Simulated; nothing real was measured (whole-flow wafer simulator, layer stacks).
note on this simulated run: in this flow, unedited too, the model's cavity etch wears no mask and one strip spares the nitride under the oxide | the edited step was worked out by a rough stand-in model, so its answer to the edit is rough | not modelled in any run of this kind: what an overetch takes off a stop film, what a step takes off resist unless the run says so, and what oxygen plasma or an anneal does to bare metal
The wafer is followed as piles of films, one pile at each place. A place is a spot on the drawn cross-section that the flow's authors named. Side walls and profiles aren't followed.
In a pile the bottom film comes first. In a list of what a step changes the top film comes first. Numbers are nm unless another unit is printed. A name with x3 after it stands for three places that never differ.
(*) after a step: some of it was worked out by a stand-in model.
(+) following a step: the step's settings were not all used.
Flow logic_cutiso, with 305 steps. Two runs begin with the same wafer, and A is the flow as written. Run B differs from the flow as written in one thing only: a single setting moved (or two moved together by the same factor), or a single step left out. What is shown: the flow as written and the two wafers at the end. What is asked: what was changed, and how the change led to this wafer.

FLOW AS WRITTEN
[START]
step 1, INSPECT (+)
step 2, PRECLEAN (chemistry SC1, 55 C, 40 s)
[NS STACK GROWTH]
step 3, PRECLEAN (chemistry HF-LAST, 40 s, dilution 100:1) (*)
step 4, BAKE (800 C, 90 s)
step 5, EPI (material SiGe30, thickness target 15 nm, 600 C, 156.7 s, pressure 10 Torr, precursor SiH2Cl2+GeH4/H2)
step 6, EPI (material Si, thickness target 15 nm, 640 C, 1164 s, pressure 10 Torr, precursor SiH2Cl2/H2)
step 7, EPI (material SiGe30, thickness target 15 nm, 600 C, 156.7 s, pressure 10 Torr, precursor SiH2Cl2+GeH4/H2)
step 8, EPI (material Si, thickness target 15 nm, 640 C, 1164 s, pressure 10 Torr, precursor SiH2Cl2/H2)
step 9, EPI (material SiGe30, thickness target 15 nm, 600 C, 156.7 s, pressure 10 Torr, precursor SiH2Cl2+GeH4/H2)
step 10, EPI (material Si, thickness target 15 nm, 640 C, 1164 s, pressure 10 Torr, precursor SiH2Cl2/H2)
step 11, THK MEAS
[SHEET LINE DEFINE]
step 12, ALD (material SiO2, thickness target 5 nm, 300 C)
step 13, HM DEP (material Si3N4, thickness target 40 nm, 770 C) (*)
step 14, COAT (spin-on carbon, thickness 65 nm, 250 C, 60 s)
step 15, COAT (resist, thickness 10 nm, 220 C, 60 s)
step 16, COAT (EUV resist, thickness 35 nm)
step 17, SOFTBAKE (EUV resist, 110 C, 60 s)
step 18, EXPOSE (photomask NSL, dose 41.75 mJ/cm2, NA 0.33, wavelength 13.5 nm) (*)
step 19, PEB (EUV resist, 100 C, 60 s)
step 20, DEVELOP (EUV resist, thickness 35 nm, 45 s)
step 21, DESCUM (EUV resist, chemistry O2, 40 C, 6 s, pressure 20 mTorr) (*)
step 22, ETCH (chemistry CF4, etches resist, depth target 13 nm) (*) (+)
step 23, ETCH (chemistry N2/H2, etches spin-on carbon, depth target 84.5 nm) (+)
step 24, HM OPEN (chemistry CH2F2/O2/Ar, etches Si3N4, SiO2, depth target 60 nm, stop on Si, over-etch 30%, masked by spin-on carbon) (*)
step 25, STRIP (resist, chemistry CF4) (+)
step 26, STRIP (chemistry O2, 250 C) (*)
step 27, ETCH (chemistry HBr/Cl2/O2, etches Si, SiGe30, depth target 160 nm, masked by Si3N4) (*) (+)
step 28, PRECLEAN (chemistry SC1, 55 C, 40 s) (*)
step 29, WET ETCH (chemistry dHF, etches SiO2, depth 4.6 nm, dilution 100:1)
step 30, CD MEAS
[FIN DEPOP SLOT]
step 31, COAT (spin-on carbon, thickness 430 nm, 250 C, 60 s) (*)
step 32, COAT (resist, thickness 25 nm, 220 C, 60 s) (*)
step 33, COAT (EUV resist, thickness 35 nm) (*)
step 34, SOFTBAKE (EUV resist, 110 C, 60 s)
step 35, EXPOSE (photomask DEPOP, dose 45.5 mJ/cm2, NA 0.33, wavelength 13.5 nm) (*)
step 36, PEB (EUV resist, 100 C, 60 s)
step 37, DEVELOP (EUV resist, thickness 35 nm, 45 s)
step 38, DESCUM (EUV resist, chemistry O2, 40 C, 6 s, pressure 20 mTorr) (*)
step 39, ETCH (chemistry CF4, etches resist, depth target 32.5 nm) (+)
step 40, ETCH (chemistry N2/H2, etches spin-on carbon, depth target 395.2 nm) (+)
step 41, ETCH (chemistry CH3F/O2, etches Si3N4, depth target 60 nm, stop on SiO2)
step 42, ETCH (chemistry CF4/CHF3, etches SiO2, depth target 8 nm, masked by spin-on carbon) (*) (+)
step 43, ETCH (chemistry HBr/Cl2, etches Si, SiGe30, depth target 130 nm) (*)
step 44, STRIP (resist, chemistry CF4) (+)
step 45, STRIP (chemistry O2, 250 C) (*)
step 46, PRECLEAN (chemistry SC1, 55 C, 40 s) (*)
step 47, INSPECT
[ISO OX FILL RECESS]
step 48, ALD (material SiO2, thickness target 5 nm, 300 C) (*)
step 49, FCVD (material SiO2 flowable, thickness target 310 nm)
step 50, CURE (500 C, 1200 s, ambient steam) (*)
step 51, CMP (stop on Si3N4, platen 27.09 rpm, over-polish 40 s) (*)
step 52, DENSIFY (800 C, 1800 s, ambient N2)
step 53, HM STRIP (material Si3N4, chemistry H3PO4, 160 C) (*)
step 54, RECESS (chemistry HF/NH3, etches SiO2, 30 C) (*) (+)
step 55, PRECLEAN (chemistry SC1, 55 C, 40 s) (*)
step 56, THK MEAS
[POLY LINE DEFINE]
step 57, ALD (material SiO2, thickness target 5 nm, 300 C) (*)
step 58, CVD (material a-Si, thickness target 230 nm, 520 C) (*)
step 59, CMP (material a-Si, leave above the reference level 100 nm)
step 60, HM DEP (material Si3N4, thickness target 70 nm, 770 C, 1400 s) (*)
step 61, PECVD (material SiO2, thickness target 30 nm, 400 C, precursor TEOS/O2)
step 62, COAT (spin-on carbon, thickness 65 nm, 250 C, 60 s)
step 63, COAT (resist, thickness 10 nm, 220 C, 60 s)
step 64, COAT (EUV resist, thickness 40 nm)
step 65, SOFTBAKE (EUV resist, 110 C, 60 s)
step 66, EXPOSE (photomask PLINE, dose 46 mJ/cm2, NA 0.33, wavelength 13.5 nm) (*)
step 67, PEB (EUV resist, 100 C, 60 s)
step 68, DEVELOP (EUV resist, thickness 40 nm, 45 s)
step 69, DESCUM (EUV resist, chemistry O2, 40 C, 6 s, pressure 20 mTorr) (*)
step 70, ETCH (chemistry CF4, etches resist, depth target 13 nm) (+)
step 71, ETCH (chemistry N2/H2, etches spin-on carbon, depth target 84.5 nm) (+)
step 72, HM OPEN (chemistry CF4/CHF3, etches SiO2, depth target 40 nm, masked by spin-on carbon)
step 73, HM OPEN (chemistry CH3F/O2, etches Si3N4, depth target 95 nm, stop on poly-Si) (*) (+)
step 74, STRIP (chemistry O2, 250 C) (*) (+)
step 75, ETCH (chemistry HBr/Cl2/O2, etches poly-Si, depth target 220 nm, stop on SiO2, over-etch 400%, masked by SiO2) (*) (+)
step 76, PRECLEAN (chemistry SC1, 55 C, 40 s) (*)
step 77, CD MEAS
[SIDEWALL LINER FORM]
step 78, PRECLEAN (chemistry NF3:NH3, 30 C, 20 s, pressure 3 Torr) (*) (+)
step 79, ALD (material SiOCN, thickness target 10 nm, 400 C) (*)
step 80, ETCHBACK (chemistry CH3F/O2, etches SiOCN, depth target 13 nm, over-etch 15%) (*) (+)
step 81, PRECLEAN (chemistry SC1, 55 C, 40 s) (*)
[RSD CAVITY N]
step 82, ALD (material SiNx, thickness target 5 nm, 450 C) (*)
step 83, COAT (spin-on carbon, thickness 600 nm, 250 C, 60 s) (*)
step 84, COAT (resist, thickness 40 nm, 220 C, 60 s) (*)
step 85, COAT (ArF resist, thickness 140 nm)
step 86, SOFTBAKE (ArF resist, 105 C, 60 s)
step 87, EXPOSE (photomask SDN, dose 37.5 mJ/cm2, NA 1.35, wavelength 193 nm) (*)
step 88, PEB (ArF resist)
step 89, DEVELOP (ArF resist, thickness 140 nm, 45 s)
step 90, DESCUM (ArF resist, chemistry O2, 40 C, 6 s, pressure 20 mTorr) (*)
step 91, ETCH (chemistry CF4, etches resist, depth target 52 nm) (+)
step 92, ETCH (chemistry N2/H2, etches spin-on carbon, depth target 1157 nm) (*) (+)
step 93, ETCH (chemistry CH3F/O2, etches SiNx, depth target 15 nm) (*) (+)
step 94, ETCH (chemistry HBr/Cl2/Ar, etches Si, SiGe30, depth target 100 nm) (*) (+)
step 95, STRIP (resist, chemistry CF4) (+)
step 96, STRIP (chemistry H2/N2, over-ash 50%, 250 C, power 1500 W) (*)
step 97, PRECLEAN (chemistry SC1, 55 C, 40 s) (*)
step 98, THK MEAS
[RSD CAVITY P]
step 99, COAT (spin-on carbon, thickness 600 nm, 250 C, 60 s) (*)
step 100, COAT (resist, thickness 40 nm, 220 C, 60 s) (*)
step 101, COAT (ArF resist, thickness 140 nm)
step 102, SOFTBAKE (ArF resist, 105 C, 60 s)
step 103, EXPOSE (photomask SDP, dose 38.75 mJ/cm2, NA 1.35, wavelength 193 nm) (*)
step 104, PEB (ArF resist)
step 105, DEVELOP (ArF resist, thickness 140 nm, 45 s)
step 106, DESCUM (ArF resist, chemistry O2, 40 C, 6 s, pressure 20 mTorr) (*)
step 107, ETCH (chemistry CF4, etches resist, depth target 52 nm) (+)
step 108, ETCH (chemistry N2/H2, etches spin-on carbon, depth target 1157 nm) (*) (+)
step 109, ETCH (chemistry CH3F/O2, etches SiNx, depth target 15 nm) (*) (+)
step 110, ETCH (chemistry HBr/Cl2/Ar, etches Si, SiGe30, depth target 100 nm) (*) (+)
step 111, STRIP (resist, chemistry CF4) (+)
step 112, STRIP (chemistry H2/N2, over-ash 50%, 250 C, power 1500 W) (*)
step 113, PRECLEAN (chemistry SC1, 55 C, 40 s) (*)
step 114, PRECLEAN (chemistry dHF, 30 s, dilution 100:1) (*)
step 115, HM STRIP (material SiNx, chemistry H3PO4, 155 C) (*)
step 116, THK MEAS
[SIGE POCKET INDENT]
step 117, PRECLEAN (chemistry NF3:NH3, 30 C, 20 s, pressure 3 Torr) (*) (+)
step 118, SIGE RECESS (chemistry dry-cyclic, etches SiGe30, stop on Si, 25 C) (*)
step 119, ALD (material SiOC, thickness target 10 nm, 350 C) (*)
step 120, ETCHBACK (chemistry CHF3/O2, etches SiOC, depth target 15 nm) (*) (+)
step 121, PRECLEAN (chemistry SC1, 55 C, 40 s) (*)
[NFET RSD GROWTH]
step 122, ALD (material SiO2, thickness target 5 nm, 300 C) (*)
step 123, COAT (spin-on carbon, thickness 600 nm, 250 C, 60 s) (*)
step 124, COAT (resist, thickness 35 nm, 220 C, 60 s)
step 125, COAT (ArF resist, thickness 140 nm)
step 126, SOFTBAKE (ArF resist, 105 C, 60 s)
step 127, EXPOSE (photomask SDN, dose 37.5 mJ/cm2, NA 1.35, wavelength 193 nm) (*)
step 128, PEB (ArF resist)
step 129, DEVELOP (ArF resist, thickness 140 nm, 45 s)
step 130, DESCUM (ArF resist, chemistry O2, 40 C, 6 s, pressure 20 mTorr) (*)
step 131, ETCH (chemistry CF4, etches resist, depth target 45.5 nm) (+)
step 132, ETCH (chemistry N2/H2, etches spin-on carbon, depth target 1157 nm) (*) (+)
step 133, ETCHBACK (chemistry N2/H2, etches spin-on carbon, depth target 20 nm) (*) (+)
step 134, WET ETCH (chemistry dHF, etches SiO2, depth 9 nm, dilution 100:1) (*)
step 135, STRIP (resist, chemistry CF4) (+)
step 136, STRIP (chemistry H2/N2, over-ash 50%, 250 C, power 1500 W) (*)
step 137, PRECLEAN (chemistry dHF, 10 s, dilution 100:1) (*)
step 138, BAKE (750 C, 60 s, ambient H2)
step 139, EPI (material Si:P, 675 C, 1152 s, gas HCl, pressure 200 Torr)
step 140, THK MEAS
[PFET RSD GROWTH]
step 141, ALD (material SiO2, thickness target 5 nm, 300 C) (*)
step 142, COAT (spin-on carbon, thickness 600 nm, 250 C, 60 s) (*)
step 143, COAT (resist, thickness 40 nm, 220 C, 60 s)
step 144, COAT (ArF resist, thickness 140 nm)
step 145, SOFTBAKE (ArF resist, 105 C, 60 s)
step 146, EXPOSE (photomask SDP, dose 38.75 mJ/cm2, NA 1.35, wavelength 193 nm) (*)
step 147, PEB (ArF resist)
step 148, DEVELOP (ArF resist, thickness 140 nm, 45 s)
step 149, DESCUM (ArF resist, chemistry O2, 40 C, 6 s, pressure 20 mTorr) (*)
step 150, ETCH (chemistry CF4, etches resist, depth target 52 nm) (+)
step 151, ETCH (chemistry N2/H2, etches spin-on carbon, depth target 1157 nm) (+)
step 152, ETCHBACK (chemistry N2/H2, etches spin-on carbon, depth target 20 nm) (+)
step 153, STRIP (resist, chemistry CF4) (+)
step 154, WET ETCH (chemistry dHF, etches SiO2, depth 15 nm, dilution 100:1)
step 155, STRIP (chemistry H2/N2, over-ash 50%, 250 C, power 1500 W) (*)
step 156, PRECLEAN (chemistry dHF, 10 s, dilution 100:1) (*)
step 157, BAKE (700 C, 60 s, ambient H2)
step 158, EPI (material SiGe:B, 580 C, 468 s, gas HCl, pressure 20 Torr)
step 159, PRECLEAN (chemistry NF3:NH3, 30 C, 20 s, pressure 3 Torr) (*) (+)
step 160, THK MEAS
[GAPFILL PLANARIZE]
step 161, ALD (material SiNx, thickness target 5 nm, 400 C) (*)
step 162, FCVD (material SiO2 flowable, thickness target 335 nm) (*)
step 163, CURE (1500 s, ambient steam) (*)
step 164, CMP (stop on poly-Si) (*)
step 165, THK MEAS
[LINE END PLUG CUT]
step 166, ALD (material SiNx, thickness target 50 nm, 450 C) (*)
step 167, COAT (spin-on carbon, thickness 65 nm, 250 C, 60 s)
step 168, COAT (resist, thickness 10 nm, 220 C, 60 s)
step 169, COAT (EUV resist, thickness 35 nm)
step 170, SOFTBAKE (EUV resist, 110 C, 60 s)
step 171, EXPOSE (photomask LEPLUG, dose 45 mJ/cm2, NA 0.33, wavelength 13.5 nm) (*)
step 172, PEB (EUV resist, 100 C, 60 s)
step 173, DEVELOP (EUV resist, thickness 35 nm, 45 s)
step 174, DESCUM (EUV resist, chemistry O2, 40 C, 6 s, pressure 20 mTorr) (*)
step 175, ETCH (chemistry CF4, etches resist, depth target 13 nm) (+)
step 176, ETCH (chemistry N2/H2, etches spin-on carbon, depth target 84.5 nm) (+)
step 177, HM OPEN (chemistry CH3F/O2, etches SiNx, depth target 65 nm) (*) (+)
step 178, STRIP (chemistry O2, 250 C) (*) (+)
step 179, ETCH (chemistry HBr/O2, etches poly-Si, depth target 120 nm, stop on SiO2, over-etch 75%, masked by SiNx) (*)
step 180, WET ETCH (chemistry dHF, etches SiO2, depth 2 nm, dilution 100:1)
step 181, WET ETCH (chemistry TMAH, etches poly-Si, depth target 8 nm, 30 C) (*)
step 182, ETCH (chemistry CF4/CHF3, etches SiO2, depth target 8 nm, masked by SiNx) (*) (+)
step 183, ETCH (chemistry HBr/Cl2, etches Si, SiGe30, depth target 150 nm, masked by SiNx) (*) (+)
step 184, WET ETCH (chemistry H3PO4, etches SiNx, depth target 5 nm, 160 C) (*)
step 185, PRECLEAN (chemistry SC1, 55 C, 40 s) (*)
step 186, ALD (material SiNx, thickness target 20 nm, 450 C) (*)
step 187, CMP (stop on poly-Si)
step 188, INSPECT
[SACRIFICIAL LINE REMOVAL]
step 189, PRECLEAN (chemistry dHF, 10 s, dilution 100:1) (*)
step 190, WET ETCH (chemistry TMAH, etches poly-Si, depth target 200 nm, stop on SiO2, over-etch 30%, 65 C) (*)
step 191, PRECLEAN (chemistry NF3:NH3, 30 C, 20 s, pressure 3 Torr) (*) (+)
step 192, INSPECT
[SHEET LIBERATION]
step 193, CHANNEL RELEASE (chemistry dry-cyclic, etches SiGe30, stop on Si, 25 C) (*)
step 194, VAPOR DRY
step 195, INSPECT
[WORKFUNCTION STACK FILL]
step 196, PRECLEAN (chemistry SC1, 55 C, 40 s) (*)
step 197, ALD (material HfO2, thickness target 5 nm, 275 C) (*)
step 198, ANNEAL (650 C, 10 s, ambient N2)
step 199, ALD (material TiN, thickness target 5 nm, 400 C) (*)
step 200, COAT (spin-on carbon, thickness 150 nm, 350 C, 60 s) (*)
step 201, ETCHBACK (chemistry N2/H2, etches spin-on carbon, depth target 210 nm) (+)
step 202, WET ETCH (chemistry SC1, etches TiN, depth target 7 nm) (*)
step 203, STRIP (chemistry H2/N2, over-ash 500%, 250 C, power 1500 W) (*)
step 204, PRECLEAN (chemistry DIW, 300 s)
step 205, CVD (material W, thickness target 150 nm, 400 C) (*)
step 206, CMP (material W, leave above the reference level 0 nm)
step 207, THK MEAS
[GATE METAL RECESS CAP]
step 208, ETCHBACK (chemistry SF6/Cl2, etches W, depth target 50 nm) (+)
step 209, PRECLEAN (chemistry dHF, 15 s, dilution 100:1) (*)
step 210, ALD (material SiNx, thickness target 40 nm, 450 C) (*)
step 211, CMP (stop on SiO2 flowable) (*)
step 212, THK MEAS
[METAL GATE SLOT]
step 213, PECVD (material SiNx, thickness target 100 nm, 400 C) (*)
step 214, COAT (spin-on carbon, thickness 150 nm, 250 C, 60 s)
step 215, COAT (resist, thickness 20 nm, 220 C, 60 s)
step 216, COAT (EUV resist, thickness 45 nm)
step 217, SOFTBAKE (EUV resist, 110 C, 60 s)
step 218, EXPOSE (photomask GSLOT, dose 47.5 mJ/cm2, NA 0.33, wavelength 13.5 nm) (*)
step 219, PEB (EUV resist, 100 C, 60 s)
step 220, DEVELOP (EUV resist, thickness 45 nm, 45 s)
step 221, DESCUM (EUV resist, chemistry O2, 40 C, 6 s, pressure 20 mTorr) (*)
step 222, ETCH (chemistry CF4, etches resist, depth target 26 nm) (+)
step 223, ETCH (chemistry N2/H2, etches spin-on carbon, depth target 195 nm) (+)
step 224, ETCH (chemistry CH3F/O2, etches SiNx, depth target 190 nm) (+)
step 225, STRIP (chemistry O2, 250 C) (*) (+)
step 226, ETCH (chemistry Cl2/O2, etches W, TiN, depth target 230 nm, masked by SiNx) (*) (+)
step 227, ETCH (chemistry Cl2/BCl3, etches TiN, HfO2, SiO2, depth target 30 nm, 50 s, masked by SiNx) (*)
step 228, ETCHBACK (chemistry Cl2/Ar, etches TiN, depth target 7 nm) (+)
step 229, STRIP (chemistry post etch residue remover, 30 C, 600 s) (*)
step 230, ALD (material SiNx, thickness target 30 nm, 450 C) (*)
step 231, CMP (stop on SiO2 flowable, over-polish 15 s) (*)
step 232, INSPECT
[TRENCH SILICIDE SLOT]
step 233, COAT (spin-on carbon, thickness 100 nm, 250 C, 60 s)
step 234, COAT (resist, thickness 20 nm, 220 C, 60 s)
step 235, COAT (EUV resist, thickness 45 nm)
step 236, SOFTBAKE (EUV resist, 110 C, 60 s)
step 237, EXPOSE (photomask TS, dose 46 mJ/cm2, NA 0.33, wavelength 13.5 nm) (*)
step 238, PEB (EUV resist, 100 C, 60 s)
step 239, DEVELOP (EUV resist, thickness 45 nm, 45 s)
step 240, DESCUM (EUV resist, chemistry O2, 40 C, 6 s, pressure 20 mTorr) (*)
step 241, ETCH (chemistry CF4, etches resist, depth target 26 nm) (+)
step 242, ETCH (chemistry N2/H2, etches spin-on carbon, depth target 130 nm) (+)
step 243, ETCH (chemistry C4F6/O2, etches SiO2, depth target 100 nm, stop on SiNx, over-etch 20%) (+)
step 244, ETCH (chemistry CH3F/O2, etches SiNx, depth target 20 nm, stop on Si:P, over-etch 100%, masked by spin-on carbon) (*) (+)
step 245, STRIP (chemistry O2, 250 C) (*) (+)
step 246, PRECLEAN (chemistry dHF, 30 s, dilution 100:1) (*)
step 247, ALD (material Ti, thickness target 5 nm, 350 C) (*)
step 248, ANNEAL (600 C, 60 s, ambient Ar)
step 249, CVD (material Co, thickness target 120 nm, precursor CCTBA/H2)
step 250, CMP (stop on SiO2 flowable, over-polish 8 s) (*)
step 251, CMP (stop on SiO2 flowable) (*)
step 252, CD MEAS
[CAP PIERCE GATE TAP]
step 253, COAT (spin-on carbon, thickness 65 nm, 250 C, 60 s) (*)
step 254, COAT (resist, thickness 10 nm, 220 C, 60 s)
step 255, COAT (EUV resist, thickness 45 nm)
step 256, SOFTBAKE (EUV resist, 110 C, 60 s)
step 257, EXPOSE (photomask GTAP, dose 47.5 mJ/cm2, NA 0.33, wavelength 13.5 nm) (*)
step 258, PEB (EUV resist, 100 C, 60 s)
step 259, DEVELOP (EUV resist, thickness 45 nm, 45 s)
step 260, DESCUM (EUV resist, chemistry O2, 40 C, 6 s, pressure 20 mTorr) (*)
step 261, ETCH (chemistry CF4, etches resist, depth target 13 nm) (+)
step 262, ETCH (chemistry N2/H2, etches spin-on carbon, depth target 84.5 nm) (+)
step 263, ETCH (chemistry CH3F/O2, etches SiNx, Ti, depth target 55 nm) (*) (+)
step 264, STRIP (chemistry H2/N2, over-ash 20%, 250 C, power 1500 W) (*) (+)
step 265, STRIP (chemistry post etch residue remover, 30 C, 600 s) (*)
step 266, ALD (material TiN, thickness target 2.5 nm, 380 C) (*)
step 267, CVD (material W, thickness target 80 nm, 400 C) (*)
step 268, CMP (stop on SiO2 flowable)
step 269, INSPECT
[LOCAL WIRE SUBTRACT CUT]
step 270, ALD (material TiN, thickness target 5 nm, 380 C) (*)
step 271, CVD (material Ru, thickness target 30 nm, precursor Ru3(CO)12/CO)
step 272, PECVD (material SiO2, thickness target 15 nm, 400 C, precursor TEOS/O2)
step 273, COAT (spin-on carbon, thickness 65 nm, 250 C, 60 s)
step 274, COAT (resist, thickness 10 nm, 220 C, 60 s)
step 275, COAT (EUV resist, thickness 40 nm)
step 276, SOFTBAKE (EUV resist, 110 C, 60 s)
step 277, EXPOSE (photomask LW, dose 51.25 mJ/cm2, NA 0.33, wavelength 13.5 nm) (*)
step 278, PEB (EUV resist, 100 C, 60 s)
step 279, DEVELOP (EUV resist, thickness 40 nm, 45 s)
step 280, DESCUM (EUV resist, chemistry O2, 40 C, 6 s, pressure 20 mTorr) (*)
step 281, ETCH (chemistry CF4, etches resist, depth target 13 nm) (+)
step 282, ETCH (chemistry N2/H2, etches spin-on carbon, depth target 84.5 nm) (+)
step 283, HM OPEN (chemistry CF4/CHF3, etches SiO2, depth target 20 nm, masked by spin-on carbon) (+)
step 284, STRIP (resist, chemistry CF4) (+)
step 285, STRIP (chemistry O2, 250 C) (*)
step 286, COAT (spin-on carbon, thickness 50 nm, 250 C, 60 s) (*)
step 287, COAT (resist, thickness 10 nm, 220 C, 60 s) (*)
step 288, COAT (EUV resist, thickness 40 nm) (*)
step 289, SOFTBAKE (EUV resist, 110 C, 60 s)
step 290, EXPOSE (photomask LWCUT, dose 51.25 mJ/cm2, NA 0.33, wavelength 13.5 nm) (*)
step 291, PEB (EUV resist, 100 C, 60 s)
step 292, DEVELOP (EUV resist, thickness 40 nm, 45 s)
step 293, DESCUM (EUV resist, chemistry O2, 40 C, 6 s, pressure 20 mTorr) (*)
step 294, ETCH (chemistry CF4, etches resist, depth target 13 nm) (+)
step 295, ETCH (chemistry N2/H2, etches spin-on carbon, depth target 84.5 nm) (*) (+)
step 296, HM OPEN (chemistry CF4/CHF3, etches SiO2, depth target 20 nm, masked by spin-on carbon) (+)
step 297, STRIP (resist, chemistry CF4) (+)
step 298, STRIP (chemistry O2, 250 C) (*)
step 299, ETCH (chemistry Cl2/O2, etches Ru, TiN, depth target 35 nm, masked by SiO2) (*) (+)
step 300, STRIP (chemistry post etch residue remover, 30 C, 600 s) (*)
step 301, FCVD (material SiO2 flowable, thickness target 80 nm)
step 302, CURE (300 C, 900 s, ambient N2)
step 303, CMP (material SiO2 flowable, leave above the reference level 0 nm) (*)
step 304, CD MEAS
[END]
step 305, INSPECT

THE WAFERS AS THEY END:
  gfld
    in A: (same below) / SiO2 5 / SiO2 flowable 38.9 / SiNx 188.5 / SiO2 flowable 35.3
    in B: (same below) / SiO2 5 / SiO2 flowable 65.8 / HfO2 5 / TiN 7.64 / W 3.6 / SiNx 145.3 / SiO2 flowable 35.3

What caused this: step 226, ETCH: depth target 92 nm was run, whereas the flow has depth target 230 nm.

Step by step, how the change led to this:
  step 226, ETCH (chemistry Cl2/O2, etches W, TiN, depth target 230 nm, masked by SiNx) (*) (+)
      gfld: A -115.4 W (all of it), -7.64 TiN (all of it), -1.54 HfO2 | B -92 W
      depop, dpovl, gl and 18 more: A -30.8 SiNx | B -15.3 SiNx
  step 227, ETCH (chemistry Cl2/BCl3, etches TiN, HfO2, SiO2, depth target 30 nm, 50 s, masked by SiNx) (*)
      gfld: A -3.46 HfO2 (all of it), -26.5 SiO2 flowable | B -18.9 W
  step 228, ETCHBACK (chemistry Cl2/Ar, etches TiN, depth target 7 nm) (+)
      gfld: A -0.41 SiO2 flowable | B -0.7 W
  step 230, ALD (material SiNx, thickness target 30 nm, 450 C) (*)
      gfld: A +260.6 SiNx (new film) | B +232.9 SiNx (new film)
  step 231, CMP (stop on SiO2 flowable, over-polish 15 s) (*)
      depop, dpovl, gfld and 10 more: A -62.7 SiNx | B -78.2 SiNx
      lnr, lnri, lnrp, lnrt: A -61 SiNx (all of it), -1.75 SiOCN | B -76.4 SiNx (all of it), -1.75 SiOCN
      (as well as at 5 more places)
If metal films that touch count as one body, gfld has 1 body; the flow as written gives 0 bodies.
